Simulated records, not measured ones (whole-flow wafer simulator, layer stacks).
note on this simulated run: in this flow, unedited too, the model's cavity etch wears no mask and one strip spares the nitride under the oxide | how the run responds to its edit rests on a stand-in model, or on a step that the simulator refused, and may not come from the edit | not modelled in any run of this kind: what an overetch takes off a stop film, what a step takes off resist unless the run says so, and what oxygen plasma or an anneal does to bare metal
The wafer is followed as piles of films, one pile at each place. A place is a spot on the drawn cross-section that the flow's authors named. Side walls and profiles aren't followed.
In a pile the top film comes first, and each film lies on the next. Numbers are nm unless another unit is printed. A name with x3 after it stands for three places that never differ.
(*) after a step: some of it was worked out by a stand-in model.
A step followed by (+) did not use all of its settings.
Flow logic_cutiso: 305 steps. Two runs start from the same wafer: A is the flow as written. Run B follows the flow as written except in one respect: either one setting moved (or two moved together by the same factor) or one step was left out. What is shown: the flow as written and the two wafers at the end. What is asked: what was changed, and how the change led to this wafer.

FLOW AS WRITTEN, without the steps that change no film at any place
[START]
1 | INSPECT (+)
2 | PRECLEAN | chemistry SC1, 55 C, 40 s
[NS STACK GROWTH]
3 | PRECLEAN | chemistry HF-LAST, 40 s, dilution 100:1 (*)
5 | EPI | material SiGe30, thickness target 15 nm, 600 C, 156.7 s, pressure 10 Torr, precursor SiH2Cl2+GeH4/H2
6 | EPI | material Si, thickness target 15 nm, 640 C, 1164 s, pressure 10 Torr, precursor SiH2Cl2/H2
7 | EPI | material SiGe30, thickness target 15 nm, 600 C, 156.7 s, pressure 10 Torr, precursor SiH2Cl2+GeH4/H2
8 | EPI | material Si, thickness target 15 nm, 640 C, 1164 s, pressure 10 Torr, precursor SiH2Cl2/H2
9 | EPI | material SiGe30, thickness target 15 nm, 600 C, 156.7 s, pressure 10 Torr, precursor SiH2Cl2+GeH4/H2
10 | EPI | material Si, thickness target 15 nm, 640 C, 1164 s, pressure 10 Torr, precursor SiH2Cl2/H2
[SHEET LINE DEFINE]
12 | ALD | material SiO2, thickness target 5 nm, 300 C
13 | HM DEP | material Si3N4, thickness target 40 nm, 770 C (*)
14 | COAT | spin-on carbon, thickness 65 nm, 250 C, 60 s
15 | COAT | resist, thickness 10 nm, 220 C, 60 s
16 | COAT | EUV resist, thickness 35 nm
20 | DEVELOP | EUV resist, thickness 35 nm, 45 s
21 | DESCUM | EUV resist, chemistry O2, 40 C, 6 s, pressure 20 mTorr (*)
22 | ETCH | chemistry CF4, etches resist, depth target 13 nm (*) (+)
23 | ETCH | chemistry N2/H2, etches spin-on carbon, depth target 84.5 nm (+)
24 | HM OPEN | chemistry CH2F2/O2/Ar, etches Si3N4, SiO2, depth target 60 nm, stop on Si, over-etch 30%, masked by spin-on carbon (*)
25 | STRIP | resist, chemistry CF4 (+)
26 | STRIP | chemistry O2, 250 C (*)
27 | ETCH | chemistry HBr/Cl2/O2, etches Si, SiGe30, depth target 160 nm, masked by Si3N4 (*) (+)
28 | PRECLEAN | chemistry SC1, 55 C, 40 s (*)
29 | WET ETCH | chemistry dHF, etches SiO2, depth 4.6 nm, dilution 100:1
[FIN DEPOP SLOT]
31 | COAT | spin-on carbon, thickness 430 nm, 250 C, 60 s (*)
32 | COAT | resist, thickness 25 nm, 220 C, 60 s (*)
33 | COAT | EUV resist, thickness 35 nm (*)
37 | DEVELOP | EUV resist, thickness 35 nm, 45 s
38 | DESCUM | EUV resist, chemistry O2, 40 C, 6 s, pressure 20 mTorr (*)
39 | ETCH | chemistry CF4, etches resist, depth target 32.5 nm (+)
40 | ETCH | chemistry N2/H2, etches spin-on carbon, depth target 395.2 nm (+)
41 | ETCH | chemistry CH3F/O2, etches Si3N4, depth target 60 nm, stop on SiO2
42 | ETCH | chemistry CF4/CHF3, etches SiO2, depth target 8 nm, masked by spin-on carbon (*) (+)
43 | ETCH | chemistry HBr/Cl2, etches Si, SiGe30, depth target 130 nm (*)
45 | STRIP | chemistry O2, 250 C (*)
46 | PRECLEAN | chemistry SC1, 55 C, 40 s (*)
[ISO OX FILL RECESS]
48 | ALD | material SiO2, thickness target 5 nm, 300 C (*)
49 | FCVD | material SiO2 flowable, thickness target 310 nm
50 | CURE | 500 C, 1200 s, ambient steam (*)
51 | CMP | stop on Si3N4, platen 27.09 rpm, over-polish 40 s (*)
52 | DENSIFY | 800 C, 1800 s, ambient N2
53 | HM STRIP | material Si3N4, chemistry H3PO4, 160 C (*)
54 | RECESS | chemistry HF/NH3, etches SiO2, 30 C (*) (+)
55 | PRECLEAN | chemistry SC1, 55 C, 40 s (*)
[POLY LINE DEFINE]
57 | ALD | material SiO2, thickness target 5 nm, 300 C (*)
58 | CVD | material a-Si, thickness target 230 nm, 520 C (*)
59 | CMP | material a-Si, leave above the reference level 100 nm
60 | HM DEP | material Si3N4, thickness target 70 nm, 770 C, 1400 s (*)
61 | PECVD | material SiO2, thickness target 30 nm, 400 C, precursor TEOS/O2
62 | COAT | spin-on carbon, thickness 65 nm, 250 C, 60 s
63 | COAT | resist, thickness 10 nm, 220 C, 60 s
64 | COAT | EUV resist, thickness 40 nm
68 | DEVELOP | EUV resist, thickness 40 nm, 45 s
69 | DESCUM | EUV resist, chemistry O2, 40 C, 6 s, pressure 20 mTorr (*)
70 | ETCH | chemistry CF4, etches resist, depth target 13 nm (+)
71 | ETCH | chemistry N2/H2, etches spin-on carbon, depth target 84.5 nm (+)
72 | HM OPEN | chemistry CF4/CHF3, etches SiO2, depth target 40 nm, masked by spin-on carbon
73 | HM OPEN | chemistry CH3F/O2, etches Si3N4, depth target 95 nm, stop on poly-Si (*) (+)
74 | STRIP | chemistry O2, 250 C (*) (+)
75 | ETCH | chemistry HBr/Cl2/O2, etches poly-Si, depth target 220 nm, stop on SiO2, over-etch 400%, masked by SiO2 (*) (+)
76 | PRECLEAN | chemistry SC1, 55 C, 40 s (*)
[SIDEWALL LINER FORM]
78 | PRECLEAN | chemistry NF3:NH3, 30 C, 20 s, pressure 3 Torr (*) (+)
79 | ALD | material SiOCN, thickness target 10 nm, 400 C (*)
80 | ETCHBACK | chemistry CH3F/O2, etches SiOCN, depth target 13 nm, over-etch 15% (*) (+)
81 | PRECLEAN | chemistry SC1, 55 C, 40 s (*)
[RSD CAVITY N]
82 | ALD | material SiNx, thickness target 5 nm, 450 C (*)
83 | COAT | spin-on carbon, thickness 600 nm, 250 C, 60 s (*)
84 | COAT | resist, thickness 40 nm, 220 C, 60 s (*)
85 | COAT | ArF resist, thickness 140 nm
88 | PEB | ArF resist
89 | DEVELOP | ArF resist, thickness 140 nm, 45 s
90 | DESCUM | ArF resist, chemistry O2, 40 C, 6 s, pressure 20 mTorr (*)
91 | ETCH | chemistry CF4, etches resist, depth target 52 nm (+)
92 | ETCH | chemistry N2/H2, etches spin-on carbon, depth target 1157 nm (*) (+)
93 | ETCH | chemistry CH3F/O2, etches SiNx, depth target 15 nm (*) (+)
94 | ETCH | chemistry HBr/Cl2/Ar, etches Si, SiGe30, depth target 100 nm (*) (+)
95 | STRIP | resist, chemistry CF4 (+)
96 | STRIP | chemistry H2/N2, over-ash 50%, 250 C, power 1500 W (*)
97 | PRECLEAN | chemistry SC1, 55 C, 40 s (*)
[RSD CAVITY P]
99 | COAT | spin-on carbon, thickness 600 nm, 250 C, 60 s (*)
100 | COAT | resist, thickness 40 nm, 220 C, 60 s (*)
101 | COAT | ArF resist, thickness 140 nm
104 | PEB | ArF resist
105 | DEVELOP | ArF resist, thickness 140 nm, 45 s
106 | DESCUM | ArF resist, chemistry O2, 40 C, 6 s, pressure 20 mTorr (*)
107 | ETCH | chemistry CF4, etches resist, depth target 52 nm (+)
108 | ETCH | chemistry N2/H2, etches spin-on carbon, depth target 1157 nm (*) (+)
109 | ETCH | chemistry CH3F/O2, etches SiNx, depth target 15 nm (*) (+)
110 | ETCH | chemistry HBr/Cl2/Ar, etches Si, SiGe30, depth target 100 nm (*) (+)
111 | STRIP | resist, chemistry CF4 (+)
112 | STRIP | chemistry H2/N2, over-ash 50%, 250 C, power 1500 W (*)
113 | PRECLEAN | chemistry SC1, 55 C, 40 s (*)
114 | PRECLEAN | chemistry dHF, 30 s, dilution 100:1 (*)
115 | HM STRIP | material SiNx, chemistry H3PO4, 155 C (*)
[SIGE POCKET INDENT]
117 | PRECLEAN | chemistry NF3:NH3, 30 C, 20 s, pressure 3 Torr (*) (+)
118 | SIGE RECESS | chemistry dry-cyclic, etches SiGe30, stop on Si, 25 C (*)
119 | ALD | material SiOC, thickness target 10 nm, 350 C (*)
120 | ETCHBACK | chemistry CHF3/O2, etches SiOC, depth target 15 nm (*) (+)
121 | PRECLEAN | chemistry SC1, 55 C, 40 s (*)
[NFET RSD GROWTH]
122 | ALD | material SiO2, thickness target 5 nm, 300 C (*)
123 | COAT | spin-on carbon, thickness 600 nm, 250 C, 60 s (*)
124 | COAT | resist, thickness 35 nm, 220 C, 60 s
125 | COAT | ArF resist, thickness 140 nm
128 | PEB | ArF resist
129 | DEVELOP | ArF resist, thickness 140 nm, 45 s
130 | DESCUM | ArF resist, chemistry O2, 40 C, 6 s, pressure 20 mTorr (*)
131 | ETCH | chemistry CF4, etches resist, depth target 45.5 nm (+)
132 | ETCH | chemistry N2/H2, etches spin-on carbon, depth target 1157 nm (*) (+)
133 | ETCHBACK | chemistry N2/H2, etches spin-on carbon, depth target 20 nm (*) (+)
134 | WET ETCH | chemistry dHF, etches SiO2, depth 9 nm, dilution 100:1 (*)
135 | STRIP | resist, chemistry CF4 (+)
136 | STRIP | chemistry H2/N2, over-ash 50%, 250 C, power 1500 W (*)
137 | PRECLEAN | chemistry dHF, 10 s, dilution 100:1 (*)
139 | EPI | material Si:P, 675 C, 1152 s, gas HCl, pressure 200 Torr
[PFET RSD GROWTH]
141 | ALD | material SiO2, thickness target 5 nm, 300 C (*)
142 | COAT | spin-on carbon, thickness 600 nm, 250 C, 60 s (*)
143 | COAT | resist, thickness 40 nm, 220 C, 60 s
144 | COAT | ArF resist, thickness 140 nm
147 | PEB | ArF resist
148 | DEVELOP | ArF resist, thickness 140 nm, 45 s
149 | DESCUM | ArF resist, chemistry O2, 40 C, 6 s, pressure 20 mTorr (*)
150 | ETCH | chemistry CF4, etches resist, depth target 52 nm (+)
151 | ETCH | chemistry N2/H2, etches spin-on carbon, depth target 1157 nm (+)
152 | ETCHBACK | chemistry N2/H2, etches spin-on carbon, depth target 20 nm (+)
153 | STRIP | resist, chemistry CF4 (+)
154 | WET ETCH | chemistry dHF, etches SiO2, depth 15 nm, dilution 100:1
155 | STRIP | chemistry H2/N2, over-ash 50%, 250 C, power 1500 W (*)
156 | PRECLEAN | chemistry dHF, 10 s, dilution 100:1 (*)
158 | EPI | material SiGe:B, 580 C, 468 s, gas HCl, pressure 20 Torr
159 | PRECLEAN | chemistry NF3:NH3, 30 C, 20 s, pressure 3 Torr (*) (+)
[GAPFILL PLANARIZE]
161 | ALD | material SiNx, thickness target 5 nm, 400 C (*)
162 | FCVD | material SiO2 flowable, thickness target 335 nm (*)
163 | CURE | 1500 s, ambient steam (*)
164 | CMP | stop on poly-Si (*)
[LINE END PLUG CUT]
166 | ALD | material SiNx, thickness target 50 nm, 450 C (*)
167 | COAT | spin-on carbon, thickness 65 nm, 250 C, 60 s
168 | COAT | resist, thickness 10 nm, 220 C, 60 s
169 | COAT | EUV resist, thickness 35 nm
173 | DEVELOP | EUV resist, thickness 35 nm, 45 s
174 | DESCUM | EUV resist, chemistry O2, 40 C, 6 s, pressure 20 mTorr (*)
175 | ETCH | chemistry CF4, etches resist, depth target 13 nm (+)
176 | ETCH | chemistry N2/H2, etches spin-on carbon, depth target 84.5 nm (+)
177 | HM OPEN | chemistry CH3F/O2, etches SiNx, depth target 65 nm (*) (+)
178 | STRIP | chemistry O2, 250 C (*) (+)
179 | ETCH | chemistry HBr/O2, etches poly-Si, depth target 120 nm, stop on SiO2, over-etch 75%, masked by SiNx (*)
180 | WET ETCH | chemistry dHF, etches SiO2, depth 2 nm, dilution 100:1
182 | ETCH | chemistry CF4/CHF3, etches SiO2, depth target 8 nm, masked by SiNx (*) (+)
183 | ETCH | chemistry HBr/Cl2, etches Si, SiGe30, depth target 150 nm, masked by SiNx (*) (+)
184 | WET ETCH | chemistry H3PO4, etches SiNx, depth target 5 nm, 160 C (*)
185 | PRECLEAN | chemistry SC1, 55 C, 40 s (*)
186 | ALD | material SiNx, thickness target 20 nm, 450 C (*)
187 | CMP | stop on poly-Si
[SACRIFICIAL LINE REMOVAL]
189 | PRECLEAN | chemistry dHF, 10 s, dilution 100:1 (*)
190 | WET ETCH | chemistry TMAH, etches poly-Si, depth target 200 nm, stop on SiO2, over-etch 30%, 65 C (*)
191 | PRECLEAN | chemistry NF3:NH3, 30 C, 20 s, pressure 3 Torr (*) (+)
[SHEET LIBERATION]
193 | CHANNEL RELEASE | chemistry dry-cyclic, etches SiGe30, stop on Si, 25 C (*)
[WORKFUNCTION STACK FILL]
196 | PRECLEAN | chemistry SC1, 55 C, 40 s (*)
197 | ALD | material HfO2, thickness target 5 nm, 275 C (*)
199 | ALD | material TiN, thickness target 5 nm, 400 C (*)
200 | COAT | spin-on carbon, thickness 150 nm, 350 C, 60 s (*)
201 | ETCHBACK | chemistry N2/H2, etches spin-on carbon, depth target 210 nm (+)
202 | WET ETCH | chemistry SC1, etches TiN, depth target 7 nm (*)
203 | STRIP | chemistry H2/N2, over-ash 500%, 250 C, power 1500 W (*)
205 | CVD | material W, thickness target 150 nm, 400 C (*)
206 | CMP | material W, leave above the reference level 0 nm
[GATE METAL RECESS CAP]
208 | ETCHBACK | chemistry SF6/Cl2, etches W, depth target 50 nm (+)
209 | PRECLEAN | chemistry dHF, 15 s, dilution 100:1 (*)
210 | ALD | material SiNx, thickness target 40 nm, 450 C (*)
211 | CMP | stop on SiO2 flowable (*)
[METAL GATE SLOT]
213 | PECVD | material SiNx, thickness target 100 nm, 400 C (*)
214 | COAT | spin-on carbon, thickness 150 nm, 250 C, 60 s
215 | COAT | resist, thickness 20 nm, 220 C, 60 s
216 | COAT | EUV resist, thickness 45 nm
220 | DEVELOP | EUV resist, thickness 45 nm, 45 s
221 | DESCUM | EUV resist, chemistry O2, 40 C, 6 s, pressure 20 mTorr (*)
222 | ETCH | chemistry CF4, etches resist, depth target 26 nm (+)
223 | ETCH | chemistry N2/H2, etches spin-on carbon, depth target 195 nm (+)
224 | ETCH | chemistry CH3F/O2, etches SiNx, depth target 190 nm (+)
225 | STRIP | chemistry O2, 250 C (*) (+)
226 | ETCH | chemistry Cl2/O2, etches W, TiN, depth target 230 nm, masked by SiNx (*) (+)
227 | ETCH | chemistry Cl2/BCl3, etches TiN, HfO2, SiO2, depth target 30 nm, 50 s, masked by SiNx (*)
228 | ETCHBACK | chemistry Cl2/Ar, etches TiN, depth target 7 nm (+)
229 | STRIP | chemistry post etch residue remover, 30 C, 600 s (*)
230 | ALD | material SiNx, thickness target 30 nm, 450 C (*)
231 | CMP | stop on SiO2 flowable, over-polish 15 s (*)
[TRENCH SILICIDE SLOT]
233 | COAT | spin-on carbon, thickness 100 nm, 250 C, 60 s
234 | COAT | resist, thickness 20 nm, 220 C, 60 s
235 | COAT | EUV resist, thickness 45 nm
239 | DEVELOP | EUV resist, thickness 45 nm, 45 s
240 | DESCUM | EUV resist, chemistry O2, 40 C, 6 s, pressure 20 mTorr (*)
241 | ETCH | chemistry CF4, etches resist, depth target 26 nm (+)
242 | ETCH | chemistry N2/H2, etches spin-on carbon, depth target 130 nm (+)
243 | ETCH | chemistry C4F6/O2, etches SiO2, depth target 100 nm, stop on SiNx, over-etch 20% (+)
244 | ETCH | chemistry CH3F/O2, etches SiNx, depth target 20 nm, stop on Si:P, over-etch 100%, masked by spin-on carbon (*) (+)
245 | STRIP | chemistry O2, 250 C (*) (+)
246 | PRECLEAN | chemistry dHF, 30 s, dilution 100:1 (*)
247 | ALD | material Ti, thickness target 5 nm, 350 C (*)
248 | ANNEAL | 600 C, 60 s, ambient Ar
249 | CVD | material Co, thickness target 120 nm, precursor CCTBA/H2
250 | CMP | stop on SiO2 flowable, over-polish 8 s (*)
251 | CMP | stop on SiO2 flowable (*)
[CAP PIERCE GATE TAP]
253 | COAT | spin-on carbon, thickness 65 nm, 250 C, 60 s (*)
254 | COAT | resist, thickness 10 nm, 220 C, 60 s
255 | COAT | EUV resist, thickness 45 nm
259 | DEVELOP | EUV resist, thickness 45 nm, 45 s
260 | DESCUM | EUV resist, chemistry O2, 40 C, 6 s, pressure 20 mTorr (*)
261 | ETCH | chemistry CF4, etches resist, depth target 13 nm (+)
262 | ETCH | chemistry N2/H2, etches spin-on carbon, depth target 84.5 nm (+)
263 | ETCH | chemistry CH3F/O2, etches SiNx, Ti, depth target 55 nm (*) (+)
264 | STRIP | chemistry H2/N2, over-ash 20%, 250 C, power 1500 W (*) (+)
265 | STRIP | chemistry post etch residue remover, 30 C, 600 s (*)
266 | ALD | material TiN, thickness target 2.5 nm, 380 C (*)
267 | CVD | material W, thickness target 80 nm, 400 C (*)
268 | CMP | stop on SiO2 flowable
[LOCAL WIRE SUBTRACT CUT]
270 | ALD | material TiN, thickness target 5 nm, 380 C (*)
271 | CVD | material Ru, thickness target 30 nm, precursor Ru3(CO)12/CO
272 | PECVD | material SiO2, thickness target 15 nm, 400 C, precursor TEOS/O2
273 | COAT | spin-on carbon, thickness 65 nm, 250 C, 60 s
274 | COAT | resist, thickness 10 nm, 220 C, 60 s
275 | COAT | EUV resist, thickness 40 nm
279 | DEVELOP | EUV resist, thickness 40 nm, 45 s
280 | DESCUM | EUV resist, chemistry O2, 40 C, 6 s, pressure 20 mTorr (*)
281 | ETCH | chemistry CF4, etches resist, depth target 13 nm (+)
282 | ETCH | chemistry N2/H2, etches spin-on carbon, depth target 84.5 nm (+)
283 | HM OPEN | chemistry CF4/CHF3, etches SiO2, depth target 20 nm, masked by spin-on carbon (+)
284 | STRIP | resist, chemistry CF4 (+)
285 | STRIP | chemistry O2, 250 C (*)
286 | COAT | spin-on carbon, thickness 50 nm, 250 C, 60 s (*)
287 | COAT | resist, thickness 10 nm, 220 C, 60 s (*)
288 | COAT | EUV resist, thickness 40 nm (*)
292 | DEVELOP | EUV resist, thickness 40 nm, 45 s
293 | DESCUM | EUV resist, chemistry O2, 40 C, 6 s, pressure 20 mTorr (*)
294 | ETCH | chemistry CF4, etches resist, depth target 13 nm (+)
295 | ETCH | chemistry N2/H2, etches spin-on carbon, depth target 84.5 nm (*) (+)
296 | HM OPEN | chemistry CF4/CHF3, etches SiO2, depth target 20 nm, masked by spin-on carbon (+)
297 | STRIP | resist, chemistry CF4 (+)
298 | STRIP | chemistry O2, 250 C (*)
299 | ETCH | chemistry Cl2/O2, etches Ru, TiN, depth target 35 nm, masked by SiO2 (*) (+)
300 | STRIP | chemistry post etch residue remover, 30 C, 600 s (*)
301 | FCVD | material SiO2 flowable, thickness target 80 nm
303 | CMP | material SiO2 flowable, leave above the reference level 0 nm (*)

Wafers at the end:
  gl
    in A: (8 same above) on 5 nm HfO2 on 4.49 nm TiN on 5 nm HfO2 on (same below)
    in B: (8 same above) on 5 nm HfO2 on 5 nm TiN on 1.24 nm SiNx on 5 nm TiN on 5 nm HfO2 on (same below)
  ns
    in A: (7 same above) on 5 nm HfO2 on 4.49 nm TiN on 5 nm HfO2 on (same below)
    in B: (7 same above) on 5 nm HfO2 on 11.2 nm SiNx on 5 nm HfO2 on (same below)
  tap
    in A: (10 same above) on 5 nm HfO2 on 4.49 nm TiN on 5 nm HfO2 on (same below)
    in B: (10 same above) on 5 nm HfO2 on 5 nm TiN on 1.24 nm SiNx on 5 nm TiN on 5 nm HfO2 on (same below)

What caused this: step 9, EPI: 227.2 s was run, while the flow as written has 156.7 s.

How this came from the change, step by step:
  9 | EPI | material SiGe30, thickness target 15 nm, 600 C, 156.7 s, pressure 10 Torr, precursor SiH2Cl2+GeH4/H2
      depop, dpovl, gfld and 19 more: A SiGe30 gains 15 (new film) | B SiGe30 gains 21.8 (new film)
  27 | ETCH | chemistry HBr/Cl2/O2, etches Si, SiGe30, depth target 160 nm, masked by Si3N4 (*) (+)
      gfld, gxf, iso, lnri: A chemical SiO2 loses 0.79 (all of it), Si loses 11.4 (all of it), SiGe30 loses 15 (all of it), Si loses 15 (all of it), SiGe30 loses 15 (all of it), Si loses 15 (all of it), SiGe30 loses 15 (all of it), Si loses 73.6 | B chemical SiO2 loses 0.79 (all of it), Si loses 11.4 (all of it), SiGe30 loses 21.8 (all of it), Si loses 15 (all of it), SiGe30 loses 15 (all of it), Si loses 15 (all of it), SiGe30 loses 15 (all of it), Si loses 66.9
      dpovl, nsgap: A chemical SiO2 loses 0.79 (all of it), Si loses 11.8 (all of it), SiGe30 loses 15 (all of it), Si loses 15 (all of it), SiGe30 loses 15 (all of it), Si loses 15 (all of it), SiGe30 loses 15 (all of it), Si loses 73.2 | B chemical SiO2 loses 0.79 (all of it), Si loses 11.8 (all of it), SiGe30 loses 21.8 (all of it), Si loses 15 (all of it), SiGe30 loses 15 (all of it), Si loses 15 (all of it), SiGe30 loses 15 (all of it), Si loses 66.5
      (and at 1 other place as well)
  43 | ETCH | chemistry HBr/Cl2, etches Si, SiGe30, depth target 130 nm (*)
      depop: A Si loses 14 (all of it), SiGe30 loses 15 (all of it), Si loses 15 (all of it), SiGe30 loses 15 (all of it), Si loses 15 (all of it), SiGe30 loses 15 (all of it), Si loses 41 | B Si loses 14 (all of it), SiGe30 loses 21.8 (all of it), Si loses 15 (all of it), SiGe30 loses 15 (all of it), Si loses 15 (all of it), SiGe30 loses 15 (all of it), Si loses 34.2
  94 | ETCH | chemistry HBr/Cl2/Ar, etches Si, SiGe30, depth target 100 nm (*) (+)
      rsdn, rsdx: A chemical SiO2 loses 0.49 (all of it), Si loses 12.8 (all of it), SiGe30 loses 15 (all of it), Si loses 15 (all of it), SiGe30 loses 15 (all of it), Si loses 15 (all of it), SiGe30 loses 15 (all of it), Si loses 12.2 | B chemical SiO2 loses 0.49 (all of it), Si loses 12.8 (all of it), SiGe30 loses 21.8 (all of it), Si loses 15 (all of it), SiGe30 loses 15 (all of it), Si loses 15 (all of it), SiGe30 loses 15 (all of it), Si loses 5.41
  110 | ETCH | chemistry HBr/Cl2/Ar, etches Si, SiGe30, depth target 100 nm (*) (+)
      rsdp, rsdw: A chemical SiO2 loses 0.49 (all of it), Si loses 12.8 (all of it), SiGe30 loses 15 (all of it), Si loses 15 (all of it), SiGe30 loses 15 (all of it), Si loses 15 (all of it), SiGe30 loses 15 (all of it), Si loses 12.2 | B chemical SiO2 loses 0.49 (all of it), Si loses 12.8 (all of it), SiGe30 loses 21.8 (all of it), Si loses 15 (all of it), SiGe30 loses 15 (all of it), Si loses 15 (all of it), SiGe30 loses 15 (all of it), Si loses 5.41
  118 | SIGE RECESS | chemistry dry-cyclic, etches SiGe30, stop on Si, 25 C (*)
      lnr, lnrp, lnrt: A SiOCN loses 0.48, Si loses 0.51, cavity gains 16 (new film), SiGe30 loses 15 (all of it), Si loses 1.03, cavity gains 16 (new film), SiGe30 loses 15 (all of it), Si loses 1.03, cavity gains 16 (new film), SiGe30 loses 15 (all of it), Si loses 0.51 | B SiOCN loses 0.48, Si loses 0.51, cavity gains 22.8 (new film), SiGe30 loses 21.8 (all of it), Si loses 1.03, cavity gains 16 (new film), SiGe30 loses 15 (all of it), Si loses 1.03, cavity gains 16 (new film), SiGe30 loses 15 (all of it), Si loses 0.51
  119 | ALD | material SiOC, thickness target 10 nm, 350 C (*)
      lnr, lnrp, lnrt: A SiOC gains 10 (new film), SiOC gains 16 (new film), cavity loses 16 (all of it), SiOC gains 16 (new film), cavity loses 16 (all of it), SiOC gains 16 (new film), cavity loses 16 (all of it) | B SiOC gains 10 (new film), SiOC gains 22.8 (new film), cavity loses 22.8 (all of it), SiOC gains 16 (new film), cavity loses 16 (all of it), SiOC gains 16 (new film), cavity loses 16 (all of it)
  183 | ETCH | chemistry HBr/Cl2, etches Si, SiGe30, depth target 150 nm, masked by SiNx (*) (+)
      plug: A Si loses 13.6 (all of it), SiGe30 loses 15 (all of it), Si loses 15 (all of it), SiGe30 loses 15 (all of it), Si loses 15 (all of it), SiGe30 loses 15 (all of it), Si loses 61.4 | B Si loses 13.6 (all of it), SiGe30 loses 21.8 (all of it), Si loses 15 (all of it), SiGe30 loses 15 (all of it), Si loses 15 (all of it), SiGe30 loses 15 (all of it), Si loses 54.7
  193 | CHANNEL RELEASE | chemistry dry-cyclic, etches SiGe30, stop on Si, 25 C (*)
      gl, glp, gxn, gxp, ns, tap: A chemical SiO2 gains 0.8 (new film), Si loses 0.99, chemical SiO2 gains 0.8 (new film), cavity gains 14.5 (new film), chemical SiO2 gains 0.8 (new film), SiGe30 loses 15 (all of it), Si loses 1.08, chemical SiO2 gains 0.8 (new film), cavity gains 14.5 (new film), chemical SiO2 gains 0.8 (new film), SiGe30 loses 15 (all of it), Si loses 1.08, chemical SiO2 gains 0.8 (new film), cavity gains 14.5 (new film), chemical SiO2 gains 0.8 (new film), SiGe30 loses 15 (all of it), Si loses 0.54 | B chemical SiO2 gains 0.8 (new film), Si loses 0.99, chemical SiO2 gains 0.8 (new film), cavity gains 21.2 (new film), chemical SiO2 gains 0.8 (new film), SiGe30 loses 21.8 (all of it), Si loses 1.08, chemical SiO2 gains 0.8 (new film), cavity gains 14.5 (new film), chemical SiO2 gains 0.8 (new film), SiGe30 loses 15 (all of it), Si loses 1.08, chemical SiO2 gains 0.8 (new film), cavity gains 14.5 (new film), chemical SiO2 gains 0.8 (new film), SiGe30 loses 15 (all of it), Si loses 0.54
  199 | ALD | material TiN, thickness target 5 nm, 400 C (*)
      gl, glp, tap: A TiN gains 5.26 (new film), TiN gains 4.49 (new film), cavity loses 4.49 (all of it), TiN gains 4.49 (new film), cavity loses 4.49 (all of it), TiN gains 4.49 (new film), cavity loses 4.49 (all of it) | B TiN gains 5.26 (new film), TiN gains 5 (new film), cavity loses 10, TiN gains 5 (new film), TiN gains 4.49 (new film), cavity loses 4.49 (all of it), TiN gains 4.49 (new film), cavity loses 4.49 (all of it)
      gxn, gxp, ns: A TiN gains 5 (new film), TiN gains 4.49 (new film), cavity loses 4.49 (all of it), TiN gains 4.49 (new film), cavity loses 4.49 (all of it), TiN gains 4.49 (new film), cavity loses 4.49 (all of it) | B TiN gains 5 (new film), TiN gains 5 (new film), cavity loses 10, TiN gains 5 (new film), TiN gains 4.49 (new film), cavity loses 4.49 (all of it), TiN gains 4.49 (new film), cavity loses 4.49 (all of it)
  202 | WET ETCH | chemistry SC1, etches TiN, depth target 7 nm (*)
      ns: A TiN loses 5 (all of it) | B TiN loses 5 (all of it), TiN loses 5 (all of it), cavity gains 10, TiN loses 5 (all of it)
  210 | ALD | material SiNx, thickness target 40 nm, 450 C (*)
      gl, glp, gxn, gxp, tap: A SiNx gains 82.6 (new film) | B SiNx gains 82.6 (new film), SiNx gains 1.24 (new film), cavity loses 1.24 (all of it)
      ns: A SiNx gains 40 (new film) | B SiNx gains 40 (new film), SiNx gains 11.2 (new film), cavity loses 11.2 (all of it)
With metal films that touch counted as one body, gl has 5 bodies (between them, from the top down: HfO2 5 / chemical SiO2 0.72 / Si 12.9 / chemical SiO2 0.8 / HfO2 5; SiNx 1.24; HfO2 5 / chemical SiO2 0.8 / Si 13.9 / chemical SiO2 0.8 / HfO2 5; HfO2 5 / chemical SiO2 0.8 / Si 13.9 / chemical SiO2 0.8 / HfO2 5); the flow as written gives 4 bodies (between them, from the top down: HfO2 5 / chemical SiO2 0.72 / Si 12.9 / chemical SiO2 0.8 / HfO2 5; HfO2 5 / chemical SiO2 0.8 / Si 13.9 / chemical SiO2 0.8 / HfO2 5; HfO2 5 / chemical SiO2 0.8 / Si 13.9 / chemical SiO2 0.8 / HfO2 5).
With metal films that touch counted as one body, ns has 3 bodies (between them, from the top down: HfO2 5 / chemical SiO2 0.72 / Si 12.9 / chemical SiO2 0.8 / HfO2 5 / SiNx 11.2 / HfO2 5 / chemical SiO2 0.8 / Si 13.9 / chemical SiO2 0.8 / HfO2 5; HfO2 5 / chemical SiO2 0.8 / Si 13.9 / chemical SiO2 0.8 / HfO2 5); the flow as written gives 4 bodies (between them, from the top down: HfO2 5 / chemical SiO2 0.72 / Si 12.9 / chemical SiO2 0.8 / HfO2 5; HfO2 5 / chemical SiO2 0.8 / Si 13.9 / chemical SiO2 0.8 / HfO2 5; HfO2 5 / chemical SiO2 0.8 / Si 13.9 / chemical SiO2 0.8 / HfO2 5).
With metal films that touch counted as one body, tap has 5 bodies (between them, from the top down: HfO2 5 / chemical SiO2 0.72 / Si 12.9 / chemical SiO2 0.8 / HfO2 5; SiNx 1.24; HfO2 5 / chemical SiO2 0.8 / Si 13.9 / chemical SiO2 0.8 / HfO2 5; HfO2 5 / chemical SiO2 0.8 / Si 13.9 / chemical SiO2 0.8 / HfO2 5); the flow as written gives 4 bodies (between them, from the top down: HfO2 5 / chemical SiO2 0.72 / Si 12.9 / chemical SiO2 0.8 / HfO2 5; HfO2 5 / chemical SiO2 0.8 / Si 13.9 / chemical SiO2 0.8 / HfO2 5; HfO2 5 / chemical SiO2 0.8 / Si 13.9 / chemical SiO2 0.8 / HfO2 5).
